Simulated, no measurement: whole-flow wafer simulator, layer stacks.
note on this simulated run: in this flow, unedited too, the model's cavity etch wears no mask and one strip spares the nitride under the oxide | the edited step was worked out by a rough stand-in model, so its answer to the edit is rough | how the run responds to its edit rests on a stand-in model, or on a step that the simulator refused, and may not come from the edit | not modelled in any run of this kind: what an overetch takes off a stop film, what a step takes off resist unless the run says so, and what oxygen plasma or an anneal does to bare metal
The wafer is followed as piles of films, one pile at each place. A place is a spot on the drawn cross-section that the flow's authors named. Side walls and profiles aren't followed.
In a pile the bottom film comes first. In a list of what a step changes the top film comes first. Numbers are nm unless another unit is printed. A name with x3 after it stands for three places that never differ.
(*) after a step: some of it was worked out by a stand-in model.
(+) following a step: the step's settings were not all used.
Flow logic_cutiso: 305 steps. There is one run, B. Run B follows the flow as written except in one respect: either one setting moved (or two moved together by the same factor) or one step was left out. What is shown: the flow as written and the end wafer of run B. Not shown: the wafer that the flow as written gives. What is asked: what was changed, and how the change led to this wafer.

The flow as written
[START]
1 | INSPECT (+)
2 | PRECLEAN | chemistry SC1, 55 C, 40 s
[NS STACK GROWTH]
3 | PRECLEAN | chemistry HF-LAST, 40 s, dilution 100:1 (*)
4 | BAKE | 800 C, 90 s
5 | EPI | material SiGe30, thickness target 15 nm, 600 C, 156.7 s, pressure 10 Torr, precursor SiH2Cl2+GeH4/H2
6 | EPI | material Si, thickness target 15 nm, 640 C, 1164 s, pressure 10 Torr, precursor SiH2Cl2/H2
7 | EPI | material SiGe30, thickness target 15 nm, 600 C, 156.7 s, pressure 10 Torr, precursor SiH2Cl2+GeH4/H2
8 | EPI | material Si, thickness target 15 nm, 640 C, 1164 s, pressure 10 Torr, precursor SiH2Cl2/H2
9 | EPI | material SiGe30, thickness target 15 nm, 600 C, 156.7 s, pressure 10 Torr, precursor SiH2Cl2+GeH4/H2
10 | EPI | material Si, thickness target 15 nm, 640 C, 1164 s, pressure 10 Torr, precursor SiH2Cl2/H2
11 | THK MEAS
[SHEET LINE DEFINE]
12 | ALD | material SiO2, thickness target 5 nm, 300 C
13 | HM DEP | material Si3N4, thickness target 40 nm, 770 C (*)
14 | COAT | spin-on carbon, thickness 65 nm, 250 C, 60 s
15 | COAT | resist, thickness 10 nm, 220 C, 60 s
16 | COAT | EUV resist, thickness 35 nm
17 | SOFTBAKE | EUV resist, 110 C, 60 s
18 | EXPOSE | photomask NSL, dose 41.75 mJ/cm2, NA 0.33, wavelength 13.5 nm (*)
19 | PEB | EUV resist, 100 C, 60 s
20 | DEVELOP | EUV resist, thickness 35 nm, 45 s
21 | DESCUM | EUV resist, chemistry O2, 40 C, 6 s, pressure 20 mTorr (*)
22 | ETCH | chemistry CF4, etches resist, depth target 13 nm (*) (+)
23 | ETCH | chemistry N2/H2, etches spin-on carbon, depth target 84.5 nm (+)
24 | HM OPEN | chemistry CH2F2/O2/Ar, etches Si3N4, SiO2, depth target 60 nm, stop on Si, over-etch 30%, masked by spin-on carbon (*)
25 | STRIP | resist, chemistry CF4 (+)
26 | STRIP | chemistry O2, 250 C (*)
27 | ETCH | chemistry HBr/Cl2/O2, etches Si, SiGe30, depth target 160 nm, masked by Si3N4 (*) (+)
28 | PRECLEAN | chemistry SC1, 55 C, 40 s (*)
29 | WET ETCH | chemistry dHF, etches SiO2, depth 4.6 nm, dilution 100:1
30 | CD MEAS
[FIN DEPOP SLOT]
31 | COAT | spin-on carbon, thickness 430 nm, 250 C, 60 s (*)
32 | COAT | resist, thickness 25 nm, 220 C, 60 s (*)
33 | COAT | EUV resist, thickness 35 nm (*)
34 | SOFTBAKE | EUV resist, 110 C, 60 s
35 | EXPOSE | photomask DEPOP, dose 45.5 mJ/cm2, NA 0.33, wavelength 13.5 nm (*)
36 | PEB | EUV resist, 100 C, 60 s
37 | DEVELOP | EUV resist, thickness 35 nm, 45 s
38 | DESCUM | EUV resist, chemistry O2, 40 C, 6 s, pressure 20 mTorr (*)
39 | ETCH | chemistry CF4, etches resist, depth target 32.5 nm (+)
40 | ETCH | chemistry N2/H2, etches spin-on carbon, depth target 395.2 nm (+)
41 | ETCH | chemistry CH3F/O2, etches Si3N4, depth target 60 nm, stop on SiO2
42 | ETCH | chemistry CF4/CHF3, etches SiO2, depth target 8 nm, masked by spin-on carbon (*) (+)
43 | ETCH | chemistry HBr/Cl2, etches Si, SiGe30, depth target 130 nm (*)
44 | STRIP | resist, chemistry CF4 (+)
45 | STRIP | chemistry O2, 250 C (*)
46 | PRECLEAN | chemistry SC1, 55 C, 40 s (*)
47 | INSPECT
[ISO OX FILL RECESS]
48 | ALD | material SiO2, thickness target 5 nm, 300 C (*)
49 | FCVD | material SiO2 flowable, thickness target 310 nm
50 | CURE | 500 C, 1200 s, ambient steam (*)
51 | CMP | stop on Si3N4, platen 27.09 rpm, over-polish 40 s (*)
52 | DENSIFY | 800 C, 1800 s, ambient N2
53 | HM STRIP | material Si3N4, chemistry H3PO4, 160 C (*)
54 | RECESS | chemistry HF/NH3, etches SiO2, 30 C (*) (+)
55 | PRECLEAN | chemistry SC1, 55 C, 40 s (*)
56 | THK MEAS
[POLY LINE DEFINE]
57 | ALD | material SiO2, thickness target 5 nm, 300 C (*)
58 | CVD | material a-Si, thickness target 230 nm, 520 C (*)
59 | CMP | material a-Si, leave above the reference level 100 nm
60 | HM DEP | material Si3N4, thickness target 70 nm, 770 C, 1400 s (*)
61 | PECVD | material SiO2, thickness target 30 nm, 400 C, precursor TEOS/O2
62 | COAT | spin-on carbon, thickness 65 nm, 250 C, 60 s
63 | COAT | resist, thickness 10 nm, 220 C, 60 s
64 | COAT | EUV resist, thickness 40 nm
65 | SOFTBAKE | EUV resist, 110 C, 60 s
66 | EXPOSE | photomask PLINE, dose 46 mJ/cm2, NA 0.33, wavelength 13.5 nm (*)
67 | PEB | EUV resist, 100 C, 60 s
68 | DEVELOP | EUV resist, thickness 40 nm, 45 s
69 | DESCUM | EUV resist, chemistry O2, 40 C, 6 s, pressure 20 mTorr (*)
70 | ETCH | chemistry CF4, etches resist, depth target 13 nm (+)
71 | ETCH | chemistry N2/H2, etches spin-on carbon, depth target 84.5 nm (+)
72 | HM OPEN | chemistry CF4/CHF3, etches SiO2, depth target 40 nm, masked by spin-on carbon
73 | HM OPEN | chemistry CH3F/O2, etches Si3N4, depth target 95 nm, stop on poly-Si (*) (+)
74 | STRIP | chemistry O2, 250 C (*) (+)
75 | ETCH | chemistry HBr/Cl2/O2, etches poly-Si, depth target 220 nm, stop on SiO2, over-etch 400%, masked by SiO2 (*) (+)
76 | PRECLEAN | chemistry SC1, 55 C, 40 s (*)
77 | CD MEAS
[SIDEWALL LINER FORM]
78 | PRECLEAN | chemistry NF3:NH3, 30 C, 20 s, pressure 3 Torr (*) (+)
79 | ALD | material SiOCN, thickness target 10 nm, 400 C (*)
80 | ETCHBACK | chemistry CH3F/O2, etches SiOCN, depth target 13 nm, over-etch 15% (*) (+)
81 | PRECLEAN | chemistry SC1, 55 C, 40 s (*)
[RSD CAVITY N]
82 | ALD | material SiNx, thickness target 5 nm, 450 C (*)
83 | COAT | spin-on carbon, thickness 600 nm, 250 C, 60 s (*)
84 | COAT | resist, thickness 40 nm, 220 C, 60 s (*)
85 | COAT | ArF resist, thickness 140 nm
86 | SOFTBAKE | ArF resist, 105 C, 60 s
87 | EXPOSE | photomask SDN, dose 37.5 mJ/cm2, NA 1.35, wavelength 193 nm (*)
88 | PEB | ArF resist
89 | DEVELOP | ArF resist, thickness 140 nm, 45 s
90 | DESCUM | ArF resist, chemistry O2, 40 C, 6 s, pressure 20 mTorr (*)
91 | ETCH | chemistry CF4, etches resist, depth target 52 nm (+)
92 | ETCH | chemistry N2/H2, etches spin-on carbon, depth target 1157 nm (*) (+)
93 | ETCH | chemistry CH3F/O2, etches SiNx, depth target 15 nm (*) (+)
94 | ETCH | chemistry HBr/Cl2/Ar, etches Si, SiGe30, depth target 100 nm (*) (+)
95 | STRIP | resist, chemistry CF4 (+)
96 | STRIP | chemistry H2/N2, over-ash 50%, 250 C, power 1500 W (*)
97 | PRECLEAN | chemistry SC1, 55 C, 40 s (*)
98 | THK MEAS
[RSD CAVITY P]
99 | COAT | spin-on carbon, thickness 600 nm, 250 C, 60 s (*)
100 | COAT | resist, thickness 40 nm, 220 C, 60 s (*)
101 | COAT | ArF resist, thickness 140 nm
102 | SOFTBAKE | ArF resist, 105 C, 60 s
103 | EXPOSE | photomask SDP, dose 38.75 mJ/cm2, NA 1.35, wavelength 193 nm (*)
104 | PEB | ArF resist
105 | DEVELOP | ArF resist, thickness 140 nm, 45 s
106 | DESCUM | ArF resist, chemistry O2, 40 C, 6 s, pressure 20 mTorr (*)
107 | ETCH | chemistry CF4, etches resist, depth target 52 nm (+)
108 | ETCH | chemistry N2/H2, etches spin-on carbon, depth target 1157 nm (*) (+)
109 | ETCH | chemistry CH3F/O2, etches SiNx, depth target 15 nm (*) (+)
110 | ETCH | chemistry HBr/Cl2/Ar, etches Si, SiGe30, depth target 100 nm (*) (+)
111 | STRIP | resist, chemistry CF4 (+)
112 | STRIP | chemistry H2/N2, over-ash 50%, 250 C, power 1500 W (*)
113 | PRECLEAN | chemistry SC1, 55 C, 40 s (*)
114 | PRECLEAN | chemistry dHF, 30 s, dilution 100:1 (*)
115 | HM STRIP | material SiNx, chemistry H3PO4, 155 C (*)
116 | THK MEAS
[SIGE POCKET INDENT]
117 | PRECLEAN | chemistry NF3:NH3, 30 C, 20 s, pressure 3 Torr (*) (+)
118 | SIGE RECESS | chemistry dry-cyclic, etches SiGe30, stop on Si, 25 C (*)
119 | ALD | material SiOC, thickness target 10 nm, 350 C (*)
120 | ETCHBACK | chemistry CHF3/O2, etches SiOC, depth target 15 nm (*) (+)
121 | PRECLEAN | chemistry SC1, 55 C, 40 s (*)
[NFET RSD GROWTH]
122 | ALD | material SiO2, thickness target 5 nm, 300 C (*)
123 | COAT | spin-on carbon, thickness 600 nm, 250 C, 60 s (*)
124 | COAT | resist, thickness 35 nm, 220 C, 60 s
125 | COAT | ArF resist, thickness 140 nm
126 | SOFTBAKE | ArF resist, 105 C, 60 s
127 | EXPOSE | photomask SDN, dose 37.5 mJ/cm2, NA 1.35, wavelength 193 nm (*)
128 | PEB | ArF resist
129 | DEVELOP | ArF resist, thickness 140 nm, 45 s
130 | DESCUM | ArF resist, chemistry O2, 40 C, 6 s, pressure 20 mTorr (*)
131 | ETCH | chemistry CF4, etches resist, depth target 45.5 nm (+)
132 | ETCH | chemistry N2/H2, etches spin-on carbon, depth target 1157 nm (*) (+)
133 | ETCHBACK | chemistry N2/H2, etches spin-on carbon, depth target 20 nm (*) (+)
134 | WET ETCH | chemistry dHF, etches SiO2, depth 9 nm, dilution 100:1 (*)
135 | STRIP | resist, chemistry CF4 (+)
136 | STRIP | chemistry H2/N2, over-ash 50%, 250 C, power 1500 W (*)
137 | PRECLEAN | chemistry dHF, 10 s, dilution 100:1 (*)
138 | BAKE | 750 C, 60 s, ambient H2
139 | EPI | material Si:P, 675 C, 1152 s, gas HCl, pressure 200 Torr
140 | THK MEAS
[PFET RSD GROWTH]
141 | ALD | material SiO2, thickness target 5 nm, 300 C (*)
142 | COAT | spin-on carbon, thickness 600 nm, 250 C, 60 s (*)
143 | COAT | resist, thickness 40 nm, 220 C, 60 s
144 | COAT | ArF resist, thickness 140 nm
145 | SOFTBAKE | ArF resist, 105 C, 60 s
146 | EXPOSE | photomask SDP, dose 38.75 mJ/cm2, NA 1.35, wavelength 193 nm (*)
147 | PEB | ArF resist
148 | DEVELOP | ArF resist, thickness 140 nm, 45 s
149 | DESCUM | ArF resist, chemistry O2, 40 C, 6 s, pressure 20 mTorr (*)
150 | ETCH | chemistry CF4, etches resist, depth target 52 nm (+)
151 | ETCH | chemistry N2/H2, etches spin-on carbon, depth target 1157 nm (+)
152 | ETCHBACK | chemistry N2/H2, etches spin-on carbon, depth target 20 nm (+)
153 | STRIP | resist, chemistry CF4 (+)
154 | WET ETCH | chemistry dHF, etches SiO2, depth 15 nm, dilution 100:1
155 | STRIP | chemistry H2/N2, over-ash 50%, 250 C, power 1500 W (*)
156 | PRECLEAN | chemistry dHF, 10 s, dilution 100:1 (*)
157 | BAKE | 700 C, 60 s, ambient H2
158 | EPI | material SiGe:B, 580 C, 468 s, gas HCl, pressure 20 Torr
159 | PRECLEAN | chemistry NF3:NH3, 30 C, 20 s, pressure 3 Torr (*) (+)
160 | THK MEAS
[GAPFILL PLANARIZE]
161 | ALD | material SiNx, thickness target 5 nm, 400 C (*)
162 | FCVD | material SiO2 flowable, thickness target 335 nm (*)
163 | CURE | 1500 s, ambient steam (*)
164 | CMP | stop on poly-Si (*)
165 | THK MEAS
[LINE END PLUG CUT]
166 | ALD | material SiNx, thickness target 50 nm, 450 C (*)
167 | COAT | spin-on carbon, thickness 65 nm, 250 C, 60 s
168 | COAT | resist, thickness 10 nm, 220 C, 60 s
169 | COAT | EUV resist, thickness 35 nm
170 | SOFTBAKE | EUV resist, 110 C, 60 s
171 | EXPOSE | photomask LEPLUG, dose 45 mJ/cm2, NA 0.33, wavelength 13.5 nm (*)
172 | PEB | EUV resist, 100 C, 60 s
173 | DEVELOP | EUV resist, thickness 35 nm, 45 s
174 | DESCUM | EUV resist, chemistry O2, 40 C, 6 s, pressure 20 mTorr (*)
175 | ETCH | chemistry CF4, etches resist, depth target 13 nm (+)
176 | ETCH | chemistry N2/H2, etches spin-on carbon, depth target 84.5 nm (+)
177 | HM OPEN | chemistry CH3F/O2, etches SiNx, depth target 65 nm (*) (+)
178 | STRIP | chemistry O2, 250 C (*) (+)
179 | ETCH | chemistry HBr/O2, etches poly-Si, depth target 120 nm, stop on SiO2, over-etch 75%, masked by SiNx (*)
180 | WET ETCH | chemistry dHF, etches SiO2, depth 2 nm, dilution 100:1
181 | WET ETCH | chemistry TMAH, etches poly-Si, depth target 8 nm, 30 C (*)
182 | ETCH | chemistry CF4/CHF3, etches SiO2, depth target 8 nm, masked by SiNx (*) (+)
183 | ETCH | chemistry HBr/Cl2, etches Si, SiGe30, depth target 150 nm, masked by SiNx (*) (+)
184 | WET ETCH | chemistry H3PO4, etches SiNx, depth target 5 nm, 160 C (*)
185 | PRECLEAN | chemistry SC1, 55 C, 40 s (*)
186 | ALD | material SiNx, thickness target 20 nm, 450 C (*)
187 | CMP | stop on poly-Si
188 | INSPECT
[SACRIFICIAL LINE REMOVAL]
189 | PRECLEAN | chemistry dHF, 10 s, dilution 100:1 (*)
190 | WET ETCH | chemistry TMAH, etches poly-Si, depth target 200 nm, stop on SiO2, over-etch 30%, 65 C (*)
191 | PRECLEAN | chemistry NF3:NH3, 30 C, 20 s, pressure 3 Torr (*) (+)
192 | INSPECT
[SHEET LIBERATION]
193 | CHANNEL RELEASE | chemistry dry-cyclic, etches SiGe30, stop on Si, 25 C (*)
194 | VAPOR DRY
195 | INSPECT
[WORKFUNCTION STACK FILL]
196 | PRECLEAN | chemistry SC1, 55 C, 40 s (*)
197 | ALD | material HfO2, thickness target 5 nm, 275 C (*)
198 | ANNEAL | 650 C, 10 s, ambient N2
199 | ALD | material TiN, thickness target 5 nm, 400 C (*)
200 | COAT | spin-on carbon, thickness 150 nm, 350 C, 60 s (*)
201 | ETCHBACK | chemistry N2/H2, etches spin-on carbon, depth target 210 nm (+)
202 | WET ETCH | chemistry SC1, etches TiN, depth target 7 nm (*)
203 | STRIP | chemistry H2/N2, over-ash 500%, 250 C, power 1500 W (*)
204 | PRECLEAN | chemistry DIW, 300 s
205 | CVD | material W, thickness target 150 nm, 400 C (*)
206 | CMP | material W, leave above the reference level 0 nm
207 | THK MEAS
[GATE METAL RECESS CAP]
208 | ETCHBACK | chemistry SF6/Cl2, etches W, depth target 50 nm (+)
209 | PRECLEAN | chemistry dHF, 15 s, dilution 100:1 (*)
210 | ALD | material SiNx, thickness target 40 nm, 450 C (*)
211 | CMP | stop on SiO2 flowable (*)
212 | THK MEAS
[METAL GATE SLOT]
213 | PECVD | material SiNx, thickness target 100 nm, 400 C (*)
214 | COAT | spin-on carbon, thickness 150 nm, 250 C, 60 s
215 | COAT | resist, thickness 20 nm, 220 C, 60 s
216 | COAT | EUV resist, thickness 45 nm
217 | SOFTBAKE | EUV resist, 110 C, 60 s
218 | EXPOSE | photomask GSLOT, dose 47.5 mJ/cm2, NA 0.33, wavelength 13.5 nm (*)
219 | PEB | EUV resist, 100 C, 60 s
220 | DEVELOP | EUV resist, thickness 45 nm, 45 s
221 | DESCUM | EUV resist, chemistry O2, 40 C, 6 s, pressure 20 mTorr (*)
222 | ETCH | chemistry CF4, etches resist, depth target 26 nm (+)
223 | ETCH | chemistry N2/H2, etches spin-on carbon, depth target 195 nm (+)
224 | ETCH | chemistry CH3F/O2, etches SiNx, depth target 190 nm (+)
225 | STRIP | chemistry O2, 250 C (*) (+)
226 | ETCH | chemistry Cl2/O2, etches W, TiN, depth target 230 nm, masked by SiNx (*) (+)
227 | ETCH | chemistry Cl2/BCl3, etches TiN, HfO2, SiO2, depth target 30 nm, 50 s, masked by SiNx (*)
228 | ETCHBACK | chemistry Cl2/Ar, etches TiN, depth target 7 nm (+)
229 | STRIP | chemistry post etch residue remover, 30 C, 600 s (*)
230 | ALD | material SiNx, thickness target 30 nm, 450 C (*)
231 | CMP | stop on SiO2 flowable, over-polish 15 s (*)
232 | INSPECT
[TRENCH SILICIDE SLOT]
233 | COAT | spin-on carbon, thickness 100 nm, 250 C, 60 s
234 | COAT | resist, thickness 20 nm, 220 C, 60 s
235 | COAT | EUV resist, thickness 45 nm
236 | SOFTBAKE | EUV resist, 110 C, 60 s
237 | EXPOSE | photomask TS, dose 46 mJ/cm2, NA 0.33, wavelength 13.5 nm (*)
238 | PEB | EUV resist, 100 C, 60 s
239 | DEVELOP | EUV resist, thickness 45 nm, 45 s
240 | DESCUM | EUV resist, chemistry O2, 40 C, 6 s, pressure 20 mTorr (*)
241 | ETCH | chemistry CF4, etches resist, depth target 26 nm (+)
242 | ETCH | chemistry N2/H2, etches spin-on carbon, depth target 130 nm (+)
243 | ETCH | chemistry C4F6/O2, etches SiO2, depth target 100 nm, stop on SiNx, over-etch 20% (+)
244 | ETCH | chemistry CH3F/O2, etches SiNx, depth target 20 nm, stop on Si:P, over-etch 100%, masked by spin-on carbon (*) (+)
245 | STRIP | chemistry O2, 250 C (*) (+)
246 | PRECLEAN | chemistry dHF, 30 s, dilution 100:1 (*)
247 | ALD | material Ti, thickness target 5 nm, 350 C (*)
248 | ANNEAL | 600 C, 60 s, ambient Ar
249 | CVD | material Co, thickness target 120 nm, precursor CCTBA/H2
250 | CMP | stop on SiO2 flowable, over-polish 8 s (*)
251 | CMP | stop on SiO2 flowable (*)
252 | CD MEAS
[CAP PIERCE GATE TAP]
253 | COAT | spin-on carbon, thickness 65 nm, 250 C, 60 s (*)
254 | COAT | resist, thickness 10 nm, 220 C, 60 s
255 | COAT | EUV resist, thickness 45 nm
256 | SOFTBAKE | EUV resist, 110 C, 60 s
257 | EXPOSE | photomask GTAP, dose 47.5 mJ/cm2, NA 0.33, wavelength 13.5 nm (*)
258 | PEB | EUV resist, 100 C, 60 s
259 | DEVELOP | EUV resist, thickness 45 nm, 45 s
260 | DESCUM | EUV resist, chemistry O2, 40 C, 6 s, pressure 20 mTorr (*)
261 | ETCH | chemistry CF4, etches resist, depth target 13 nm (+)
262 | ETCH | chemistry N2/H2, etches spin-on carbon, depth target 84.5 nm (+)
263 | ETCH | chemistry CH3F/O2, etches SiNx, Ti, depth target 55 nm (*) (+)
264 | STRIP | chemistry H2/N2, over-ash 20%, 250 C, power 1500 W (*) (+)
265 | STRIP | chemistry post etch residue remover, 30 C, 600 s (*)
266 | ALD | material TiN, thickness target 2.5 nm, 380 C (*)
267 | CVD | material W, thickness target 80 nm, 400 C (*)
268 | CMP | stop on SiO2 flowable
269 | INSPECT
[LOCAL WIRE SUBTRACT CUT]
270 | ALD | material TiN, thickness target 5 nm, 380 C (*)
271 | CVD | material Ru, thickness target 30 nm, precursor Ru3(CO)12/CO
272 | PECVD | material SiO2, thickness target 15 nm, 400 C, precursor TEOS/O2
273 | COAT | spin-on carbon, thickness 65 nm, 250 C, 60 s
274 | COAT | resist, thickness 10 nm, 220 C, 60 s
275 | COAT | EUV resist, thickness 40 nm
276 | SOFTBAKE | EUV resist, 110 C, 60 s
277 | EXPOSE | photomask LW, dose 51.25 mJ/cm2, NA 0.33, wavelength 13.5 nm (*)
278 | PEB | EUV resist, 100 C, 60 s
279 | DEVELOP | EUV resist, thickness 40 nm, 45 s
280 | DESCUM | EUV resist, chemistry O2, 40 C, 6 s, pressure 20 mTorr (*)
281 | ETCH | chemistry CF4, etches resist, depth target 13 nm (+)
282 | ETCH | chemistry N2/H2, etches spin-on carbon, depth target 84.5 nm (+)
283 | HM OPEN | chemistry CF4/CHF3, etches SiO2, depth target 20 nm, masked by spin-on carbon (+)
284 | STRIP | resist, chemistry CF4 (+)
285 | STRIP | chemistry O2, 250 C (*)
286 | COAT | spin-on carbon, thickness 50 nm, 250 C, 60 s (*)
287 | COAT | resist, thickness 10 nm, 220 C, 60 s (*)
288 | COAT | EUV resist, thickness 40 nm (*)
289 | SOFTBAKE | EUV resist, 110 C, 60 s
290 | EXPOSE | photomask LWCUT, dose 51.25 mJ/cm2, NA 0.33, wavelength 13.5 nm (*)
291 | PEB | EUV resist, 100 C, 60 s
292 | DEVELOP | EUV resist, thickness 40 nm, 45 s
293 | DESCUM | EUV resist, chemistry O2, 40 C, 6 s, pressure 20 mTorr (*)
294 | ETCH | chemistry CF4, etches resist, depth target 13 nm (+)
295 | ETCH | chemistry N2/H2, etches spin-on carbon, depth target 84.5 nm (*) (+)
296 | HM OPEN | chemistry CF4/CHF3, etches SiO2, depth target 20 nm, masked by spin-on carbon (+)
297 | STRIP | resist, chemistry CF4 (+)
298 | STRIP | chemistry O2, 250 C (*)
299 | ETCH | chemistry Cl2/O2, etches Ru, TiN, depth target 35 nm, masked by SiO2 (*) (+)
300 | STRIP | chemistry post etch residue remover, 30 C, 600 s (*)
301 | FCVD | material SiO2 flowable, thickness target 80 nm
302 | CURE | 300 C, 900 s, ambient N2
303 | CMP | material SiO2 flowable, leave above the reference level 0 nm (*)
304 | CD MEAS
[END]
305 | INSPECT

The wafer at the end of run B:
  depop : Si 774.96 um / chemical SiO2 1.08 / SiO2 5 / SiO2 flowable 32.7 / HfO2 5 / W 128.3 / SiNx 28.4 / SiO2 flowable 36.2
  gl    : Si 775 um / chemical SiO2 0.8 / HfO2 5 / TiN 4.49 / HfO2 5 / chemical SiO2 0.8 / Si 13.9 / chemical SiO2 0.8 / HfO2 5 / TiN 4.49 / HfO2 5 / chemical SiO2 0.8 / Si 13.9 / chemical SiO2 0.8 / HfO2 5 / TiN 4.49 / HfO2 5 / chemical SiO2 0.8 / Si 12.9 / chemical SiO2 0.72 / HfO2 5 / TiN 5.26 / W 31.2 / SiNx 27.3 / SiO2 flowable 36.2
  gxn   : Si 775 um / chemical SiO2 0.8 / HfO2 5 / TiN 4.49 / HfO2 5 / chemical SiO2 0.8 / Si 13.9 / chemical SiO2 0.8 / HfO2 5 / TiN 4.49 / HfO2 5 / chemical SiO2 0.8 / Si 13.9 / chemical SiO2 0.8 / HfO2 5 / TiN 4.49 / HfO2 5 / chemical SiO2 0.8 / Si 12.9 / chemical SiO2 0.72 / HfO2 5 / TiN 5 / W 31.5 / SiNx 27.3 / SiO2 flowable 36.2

Cause: step 299, ETCH: depth target 49 nm was run, whereas the flow has depth target 35 nm.

Step by step, how the change led to this:
  299 | ETCH | chemistry Cl2/O2, etches Ru, TiN, depth target 35 nm, masked by SiO2 (*) (+)
      depop, dpovl, gfld and 9 more: Ru loses 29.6 (all of it), TiN loses 5 (all of it), SiNx loses 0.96 (it would be, as written: Ru loses 29.6 (all of it), TiN loses 5 (all of it))
      rsdw: Ru loses 29.6 (all of it), TiN loses 5 (all of it), Co loses 0.96 (it would be, as written: Ru loses 29.6 (all of it), TiN loses 5 (all of it))
  303 | CMP | material SiO2 flowable, leave above the reference level 0 nm (*)
      depop, dpovl, isow, ns, nsgap: SiO2 flowable loses 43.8 (it would be, as written: SiO2 flowable loses 44.7)
